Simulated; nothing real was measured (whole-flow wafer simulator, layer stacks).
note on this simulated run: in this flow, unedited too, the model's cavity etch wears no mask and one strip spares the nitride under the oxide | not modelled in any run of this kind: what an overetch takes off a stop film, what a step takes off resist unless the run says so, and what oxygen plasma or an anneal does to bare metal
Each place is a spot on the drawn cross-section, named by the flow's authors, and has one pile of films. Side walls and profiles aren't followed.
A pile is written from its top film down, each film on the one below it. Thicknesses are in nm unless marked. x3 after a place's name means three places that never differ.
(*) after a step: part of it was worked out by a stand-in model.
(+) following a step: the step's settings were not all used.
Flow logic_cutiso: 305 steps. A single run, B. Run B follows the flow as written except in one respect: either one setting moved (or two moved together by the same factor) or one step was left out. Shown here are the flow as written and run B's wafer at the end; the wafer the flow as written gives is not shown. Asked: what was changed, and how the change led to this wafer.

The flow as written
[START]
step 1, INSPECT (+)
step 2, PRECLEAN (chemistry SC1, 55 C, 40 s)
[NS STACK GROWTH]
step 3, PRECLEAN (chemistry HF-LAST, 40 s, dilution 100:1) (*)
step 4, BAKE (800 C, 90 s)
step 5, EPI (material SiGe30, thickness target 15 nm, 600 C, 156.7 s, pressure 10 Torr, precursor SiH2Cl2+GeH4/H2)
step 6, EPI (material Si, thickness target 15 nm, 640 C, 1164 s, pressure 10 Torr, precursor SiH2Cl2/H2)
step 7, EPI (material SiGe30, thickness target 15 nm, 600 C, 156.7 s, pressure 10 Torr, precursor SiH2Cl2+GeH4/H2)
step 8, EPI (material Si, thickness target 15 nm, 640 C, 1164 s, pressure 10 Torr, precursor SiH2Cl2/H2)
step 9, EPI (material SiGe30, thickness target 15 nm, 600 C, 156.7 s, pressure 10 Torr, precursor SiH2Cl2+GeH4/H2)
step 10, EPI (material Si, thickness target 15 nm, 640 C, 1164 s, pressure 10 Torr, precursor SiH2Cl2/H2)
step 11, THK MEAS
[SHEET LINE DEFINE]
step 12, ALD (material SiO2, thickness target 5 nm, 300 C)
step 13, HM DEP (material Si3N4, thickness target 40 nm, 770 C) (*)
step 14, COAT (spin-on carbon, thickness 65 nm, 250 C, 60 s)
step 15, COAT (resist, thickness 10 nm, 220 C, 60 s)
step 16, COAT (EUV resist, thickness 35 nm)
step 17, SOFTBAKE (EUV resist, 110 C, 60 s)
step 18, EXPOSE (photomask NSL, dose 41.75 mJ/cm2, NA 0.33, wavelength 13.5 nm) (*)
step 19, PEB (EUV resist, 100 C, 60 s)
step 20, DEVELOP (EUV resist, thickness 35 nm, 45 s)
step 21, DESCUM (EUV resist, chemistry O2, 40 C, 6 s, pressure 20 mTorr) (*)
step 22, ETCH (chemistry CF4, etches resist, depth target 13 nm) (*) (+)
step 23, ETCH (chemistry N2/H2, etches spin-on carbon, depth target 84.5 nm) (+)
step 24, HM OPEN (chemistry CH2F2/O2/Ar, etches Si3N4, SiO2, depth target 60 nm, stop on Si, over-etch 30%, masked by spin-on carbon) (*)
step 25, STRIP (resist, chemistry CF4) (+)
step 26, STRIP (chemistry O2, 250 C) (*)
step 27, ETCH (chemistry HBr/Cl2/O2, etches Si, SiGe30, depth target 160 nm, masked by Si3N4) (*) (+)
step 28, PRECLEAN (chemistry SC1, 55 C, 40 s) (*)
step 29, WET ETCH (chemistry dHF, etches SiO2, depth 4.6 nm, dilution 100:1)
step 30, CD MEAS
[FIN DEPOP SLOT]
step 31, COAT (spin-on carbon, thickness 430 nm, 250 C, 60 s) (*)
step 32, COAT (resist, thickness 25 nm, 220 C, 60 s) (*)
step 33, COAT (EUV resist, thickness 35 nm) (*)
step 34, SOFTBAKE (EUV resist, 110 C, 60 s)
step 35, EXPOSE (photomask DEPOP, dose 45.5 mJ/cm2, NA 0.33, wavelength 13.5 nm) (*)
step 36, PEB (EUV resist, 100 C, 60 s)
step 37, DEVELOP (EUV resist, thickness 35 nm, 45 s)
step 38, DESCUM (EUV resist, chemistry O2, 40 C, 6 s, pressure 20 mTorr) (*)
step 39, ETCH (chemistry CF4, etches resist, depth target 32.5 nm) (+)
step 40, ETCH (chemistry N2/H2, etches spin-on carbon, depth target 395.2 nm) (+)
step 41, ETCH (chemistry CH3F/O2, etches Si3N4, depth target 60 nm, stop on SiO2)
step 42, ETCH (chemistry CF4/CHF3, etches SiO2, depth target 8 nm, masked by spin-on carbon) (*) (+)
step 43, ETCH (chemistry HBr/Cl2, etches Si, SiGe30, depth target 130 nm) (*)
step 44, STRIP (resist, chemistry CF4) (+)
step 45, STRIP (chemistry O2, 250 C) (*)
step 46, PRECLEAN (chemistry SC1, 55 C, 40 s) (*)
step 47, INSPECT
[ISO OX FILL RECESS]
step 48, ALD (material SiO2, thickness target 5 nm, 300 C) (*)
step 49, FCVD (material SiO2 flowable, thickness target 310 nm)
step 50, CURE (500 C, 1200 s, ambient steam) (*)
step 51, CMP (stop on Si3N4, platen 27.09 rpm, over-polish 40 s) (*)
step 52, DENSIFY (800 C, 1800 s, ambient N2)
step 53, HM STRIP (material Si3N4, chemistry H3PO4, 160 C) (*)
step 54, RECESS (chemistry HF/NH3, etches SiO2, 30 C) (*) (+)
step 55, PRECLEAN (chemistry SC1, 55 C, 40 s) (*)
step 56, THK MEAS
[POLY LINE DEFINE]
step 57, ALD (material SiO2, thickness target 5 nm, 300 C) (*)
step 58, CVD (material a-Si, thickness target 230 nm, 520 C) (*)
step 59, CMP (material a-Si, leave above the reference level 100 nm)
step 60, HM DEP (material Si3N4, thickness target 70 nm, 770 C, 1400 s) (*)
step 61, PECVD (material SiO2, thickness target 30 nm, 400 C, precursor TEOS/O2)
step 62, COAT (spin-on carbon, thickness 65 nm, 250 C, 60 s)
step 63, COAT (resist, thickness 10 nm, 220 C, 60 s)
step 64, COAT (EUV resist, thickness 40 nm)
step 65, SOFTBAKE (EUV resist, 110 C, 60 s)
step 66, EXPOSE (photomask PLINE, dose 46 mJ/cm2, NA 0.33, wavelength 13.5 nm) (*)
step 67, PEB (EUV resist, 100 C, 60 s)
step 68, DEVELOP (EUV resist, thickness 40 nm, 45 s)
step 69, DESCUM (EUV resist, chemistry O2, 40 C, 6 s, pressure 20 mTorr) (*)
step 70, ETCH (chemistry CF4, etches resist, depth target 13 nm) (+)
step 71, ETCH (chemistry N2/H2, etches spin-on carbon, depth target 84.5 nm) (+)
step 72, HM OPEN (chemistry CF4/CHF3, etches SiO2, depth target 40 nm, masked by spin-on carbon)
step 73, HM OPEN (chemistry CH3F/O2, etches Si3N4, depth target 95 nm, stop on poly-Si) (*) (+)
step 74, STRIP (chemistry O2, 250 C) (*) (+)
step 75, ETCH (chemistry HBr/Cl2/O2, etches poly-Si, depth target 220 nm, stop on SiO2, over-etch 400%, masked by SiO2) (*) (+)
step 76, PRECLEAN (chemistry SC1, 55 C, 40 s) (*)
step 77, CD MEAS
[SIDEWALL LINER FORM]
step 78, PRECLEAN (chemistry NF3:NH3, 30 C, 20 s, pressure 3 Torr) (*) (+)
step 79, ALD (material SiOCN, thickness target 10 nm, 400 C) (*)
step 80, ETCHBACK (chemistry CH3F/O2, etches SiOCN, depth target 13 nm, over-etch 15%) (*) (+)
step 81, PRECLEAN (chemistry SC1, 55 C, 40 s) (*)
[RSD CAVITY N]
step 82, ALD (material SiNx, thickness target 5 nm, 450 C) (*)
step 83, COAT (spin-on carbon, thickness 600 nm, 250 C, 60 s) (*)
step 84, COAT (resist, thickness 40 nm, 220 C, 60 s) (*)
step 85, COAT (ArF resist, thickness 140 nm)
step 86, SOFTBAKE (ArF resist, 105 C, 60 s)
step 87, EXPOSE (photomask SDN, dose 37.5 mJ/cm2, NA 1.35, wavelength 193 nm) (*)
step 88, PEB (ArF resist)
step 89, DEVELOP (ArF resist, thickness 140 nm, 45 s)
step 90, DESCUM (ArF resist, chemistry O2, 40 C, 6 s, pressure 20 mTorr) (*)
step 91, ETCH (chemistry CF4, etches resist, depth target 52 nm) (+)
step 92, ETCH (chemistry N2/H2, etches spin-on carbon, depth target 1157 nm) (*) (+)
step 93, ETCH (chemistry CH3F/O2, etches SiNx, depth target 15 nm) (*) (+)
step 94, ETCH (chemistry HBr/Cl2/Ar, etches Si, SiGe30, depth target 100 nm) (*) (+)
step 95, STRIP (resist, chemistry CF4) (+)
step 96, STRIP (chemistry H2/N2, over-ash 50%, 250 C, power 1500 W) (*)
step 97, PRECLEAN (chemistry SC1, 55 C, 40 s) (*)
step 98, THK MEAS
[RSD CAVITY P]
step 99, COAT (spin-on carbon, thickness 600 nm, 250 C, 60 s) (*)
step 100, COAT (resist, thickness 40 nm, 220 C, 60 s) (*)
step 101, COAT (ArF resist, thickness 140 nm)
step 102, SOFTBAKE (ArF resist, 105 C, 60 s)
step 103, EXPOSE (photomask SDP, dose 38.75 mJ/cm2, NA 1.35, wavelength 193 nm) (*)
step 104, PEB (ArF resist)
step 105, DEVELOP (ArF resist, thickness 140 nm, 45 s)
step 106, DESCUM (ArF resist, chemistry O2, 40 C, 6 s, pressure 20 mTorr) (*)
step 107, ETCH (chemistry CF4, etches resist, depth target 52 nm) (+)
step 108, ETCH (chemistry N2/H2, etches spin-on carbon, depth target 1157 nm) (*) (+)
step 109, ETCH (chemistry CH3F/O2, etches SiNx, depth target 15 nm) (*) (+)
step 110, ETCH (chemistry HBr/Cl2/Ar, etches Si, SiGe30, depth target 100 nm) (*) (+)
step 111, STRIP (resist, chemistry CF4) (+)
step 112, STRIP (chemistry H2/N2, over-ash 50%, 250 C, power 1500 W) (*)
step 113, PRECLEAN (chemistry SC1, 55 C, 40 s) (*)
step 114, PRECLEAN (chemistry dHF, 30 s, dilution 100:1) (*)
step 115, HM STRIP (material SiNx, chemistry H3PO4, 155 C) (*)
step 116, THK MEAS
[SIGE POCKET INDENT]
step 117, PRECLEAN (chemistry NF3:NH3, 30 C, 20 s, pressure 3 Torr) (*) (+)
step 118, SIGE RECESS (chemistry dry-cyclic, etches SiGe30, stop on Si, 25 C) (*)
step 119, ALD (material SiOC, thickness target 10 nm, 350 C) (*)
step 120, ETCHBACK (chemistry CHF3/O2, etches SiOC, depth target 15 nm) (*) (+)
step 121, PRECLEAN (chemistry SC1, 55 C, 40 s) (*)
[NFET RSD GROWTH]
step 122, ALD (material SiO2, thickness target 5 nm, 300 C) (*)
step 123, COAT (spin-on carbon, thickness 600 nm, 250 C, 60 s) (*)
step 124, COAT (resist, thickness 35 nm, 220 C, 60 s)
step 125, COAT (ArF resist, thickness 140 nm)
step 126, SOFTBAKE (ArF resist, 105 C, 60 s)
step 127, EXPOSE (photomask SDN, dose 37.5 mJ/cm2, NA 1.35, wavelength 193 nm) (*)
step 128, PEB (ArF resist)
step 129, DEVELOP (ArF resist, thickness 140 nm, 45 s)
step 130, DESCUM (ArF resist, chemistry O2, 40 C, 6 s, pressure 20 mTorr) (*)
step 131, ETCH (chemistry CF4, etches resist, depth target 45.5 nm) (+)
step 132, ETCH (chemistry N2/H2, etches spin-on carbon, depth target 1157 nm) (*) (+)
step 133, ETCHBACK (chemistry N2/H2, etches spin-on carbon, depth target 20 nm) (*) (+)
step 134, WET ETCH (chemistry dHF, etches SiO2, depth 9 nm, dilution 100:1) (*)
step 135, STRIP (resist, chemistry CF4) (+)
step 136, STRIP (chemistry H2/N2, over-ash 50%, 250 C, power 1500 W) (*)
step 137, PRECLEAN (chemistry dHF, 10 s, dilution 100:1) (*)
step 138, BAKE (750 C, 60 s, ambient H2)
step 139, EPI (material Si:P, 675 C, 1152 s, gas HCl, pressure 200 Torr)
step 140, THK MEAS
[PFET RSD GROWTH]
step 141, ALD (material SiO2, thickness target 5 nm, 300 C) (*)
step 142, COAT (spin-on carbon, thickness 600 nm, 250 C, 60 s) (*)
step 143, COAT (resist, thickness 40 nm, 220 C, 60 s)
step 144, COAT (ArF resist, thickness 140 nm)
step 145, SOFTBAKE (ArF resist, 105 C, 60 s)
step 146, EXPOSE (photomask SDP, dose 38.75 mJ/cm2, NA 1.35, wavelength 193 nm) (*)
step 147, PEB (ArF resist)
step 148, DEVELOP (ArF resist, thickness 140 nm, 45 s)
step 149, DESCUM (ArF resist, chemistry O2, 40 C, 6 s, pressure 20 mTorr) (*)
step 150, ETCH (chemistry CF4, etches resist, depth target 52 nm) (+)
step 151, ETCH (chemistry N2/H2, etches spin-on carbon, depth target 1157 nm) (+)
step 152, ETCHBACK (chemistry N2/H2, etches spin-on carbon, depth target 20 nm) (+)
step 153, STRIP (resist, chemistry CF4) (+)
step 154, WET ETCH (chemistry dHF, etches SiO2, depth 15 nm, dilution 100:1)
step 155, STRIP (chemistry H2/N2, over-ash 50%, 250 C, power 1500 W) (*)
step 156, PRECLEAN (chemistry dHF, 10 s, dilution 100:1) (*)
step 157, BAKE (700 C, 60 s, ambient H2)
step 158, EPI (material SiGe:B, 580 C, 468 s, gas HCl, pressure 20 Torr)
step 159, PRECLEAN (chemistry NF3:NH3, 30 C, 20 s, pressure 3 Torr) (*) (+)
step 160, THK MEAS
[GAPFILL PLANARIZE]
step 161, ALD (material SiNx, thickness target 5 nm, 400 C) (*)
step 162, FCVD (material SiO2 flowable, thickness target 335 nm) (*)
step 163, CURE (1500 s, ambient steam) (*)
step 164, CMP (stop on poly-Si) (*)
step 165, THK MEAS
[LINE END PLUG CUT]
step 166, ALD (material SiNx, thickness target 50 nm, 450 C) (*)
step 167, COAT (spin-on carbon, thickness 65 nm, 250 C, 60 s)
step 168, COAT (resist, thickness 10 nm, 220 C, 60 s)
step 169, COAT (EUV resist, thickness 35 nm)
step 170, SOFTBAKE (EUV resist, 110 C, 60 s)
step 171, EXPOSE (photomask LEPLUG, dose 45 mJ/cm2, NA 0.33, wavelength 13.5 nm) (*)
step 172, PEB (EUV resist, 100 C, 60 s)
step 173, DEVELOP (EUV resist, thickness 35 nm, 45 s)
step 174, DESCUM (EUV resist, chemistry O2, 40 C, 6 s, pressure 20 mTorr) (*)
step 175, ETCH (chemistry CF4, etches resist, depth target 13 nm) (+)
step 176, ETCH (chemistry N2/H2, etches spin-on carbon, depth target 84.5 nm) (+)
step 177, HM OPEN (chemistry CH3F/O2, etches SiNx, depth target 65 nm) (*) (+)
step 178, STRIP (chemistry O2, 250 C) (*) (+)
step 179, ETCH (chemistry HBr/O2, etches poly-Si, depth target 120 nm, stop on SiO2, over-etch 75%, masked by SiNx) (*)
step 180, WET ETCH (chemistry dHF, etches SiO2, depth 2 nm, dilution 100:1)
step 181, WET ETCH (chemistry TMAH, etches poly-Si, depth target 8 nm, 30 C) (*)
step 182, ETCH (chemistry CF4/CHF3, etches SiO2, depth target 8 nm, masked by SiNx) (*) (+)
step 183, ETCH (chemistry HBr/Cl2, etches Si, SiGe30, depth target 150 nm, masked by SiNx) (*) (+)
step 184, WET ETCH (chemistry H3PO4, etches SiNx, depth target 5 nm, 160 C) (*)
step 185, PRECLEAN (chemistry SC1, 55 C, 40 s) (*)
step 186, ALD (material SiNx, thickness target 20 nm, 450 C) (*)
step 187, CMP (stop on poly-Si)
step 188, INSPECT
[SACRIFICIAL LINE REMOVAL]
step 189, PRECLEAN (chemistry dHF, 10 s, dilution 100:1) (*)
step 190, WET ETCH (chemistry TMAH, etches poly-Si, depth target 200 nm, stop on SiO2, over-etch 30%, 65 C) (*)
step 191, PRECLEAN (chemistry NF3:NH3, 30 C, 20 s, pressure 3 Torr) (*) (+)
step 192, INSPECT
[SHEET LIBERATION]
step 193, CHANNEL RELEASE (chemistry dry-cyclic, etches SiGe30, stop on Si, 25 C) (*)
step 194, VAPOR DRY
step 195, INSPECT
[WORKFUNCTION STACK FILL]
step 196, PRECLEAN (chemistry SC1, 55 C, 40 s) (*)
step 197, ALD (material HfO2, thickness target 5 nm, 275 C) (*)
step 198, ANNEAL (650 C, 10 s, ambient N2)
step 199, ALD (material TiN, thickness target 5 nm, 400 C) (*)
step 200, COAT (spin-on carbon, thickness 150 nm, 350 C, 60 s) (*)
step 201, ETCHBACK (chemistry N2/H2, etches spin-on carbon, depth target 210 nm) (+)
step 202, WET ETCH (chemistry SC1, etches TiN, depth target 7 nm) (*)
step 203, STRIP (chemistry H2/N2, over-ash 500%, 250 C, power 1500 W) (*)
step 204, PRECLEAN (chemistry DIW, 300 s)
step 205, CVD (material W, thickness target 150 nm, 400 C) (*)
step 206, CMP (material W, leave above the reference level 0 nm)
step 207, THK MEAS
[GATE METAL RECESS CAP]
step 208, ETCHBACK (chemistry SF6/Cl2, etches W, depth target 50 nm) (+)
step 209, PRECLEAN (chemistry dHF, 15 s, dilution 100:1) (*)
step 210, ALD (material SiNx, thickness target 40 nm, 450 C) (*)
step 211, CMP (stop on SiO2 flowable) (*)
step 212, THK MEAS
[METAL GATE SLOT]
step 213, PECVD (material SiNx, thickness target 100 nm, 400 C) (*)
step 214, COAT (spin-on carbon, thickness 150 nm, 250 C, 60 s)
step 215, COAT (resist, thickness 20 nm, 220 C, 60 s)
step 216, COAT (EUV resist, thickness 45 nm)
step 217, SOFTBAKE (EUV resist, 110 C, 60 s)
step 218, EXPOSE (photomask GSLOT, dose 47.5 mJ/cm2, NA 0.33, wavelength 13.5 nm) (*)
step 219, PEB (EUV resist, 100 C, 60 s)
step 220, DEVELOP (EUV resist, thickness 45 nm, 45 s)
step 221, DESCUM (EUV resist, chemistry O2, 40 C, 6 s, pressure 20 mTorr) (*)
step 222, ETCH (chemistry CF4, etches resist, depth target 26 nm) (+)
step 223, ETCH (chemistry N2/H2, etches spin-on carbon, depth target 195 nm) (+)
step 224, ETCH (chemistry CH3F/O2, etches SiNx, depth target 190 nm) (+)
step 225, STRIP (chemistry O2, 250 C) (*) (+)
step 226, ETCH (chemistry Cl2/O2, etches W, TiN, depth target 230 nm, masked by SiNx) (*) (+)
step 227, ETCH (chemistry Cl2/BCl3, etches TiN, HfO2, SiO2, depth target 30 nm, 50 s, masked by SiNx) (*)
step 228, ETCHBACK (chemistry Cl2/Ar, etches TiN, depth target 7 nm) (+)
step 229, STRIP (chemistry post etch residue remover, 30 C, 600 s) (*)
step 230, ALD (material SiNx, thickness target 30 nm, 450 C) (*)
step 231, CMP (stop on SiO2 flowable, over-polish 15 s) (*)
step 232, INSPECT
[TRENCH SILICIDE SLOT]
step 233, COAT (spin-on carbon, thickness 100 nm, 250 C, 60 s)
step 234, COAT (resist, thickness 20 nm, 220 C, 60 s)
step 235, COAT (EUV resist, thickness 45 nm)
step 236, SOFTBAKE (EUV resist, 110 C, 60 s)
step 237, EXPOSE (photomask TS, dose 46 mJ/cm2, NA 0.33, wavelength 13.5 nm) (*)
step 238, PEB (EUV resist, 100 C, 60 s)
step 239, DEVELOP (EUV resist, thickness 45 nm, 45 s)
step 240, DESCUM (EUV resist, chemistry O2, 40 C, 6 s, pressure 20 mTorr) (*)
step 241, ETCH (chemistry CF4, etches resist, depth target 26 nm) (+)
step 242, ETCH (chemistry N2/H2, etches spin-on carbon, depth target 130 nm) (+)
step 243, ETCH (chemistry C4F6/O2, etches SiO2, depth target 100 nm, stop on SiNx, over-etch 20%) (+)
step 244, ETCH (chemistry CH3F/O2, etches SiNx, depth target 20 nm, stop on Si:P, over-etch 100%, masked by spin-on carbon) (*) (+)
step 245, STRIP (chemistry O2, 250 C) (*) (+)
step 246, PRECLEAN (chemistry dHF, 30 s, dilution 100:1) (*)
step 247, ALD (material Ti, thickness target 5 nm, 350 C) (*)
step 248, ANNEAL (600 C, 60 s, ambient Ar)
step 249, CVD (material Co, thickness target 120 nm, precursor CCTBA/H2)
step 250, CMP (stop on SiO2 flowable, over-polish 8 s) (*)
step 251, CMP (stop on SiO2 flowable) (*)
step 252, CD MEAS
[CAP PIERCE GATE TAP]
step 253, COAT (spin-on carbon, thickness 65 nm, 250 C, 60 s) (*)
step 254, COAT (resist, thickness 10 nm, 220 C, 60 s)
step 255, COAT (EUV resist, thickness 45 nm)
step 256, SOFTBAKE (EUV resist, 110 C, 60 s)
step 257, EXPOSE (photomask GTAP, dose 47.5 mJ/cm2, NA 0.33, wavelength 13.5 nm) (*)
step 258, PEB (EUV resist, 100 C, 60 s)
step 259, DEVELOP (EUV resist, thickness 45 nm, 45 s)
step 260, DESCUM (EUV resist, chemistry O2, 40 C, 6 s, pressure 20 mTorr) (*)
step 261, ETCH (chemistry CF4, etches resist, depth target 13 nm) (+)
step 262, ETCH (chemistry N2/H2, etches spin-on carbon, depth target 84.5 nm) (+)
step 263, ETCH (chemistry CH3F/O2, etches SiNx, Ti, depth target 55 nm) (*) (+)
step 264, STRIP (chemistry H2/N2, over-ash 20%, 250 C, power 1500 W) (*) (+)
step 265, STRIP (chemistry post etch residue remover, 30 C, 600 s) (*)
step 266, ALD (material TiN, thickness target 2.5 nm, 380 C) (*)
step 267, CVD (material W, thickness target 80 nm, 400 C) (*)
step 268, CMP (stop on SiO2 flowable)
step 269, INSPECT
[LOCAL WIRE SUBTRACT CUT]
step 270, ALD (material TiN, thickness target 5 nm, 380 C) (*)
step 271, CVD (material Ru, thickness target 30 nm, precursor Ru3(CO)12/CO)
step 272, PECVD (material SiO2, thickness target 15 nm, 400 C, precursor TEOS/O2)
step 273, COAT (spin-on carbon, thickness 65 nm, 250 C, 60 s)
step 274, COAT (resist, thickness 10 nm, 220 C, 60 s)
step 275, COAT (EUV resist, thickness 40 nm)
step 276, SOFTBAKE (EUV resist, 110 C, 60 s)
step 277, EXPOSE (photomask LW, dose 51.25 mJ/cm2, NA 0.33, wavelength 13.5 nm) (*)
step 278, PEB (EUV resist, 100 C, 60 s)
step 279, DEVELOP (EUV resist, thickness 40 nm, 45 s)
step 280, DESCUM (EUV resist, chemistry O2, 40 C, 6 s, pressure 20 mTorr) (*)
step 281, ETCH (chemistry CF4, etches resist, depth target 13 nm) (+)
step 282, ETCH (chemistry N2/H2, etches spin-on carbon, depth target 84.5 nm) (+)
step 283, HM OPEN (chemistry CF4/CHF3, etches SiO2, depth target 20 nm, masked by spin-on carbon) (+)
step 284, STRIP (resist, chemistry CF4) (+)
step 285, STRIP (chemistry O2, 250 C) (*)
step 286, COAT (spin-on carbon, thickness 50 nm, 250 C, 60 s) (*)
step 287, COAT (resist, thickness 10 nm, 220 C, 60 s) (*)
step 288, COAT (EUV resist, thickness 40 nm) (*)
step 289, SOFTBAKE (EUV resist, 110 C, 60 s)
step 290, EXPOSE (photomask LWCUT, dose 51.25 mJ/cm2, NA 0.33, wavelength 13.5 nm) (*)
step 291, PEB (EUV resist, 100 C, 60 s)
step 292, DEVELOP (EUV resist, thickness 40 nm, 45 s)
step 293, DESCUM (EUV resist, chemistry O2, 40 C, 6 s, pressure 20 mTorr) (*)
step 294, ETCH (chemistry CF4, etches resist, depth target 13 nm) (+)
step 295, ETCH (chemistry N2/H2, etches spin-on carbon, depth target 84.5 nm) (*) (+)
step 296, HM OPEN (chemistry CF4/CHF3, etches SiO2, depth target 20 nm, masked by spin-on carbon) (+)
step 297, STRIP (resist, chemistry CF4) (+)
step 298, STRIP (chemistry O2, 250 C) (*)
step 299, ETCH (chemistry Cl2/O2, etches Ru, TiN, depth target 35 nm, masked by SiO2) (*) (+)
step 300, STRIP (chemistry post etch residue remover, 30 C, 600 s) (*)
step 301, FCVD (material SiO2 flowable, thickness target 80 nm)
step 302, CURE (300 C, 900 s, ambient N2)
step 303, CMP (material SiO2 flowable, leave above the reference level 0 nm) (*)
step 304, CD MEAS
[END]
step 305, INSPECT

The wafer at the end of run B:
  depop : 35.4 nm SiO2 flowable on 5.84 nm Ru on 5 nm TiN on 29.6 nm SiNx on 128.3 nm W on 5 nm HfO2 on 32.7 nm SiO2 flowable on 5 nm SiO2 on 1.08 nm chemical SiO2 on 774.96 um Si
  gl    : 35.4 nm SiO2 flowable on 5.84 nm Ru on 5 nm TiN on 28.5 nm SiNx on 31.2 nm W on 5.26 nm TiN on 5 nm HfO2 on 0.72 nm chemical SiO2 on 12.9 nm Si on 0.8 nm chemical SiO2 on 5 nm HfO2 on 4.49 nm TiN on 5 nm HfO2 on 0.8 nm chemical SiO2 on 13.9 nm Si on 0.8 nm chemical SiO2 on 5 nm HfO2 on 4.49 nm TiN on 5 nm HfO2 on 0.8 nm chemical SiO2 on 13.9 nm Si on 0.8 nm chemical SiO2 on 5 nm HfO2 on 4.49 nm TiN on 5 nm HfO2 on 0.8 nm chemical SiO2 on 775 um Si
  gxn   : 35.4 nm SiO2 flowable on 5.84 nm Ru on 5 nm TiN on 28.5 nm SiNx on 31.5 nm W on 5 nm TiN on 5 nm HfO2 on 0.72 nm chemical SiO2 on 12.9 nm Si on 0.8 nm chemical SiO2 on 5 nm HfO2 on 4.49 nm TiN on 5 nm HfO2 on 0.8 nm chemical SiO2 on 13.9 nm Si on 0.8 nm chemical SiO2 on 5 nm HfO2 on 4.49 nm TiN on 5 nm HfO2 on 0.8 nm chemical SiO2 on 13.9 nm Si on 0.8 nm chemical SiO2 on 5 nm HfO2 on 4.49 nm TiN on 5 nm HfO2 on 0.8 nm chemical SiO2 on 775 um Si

Cause: step 271, CVD: thickness target 41.2 nm was run, while the flow as written has thickness target 30 nm.

The path from the change to this, step by step:
  step 271, CVD (material Ru, thickness target 30 nm, precursor Ru3(CO)12/CO)
      depop, dpovl, gfld and 19 more: +41.2 Ru (new film) (as written it would have been: +30 Ru (new film))
  step 299, ETCH (chemistry Cl2/O2, etches Ru, TiN, depth target 35 nm, masked by SiO2) (*) (+)
      depop, dpovl, gfld and 15 more: -35 Ru (as written it would have been: -29.6 Ru (all of it), -5 TiN (all of it))
  step 301, FCVD (material SiO2 flowable, thickness target 80 nm)
      iso, rsdx: +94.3 SiO2 flowable (new film) (as written it would have been: +94.2 SiO2 flowable)
Taking metal films that touch as one body, depop has 2 bodies (between them, from the top down: SiNx 29.6); the flow as written gives 1 body.
Taking metal films that touch as one body, gl has 5 bodies (between them, from the top down: SiNx 28.5; HfO2 5 / chemical SiO2 0.72 / Si 12.9 / chemical SiO2 0.8 / HfO2 5; HfO2 5 / chemical SiO2 0.8 / Si 13.9 / chemical SiO2 0.8 / HfO2 5; HfO2 5 / chemical SiO2 0.8 / Si 13.9 / chemical SiO2 0.8 / HfO2 5); the flow as written gives 4 bodies (between them, from the top down: HfO2 5 / chemical SiO2 0.72 / Si 12.9 / chemical SiO2 0.8 / HfO2 5; HfO2 5 / chemical SiO2 0.8 / Si 13.9 / chemical SiO2 0.8 / HfO2 5; HfO2 5 / chemical SiO2 0.8 / Si 13.9 / chemical SiO2 0.8 / HfO2 5).
Taking metal films that touch as one body, gxn has 5 bodies (between them, from the top down: SiNx 28.5; HfO2 5 / chemical SiO2 0.72 / Si 12.9 / chemical SiO2 0.8 / HfO2 5; HfO2 5 / chemical SiO2 0.8 / Si 13.9 / chemical SiO2 0.8 / HfO2 5; HfO2 5 / chemical SiO2 0.8 / Si 13.9 / chemical SiO2 0.8 / HfO2 5); the flow as written gives 4 bodies (between them, from the top down: HfO2 5 / chemical SiO2 0.72 / Si 12.9 / chemical SiO2 0.8 / HfO2 5; HfO2 5 / chemical SiO2 0.8 / Si 13.9 / chemical SiO2 0.8 / HfO2 5; HfO2 5 / chemical SiO2 0.8 / Si 13.9 / chemical SiO2 0.8 / HfO2 5).
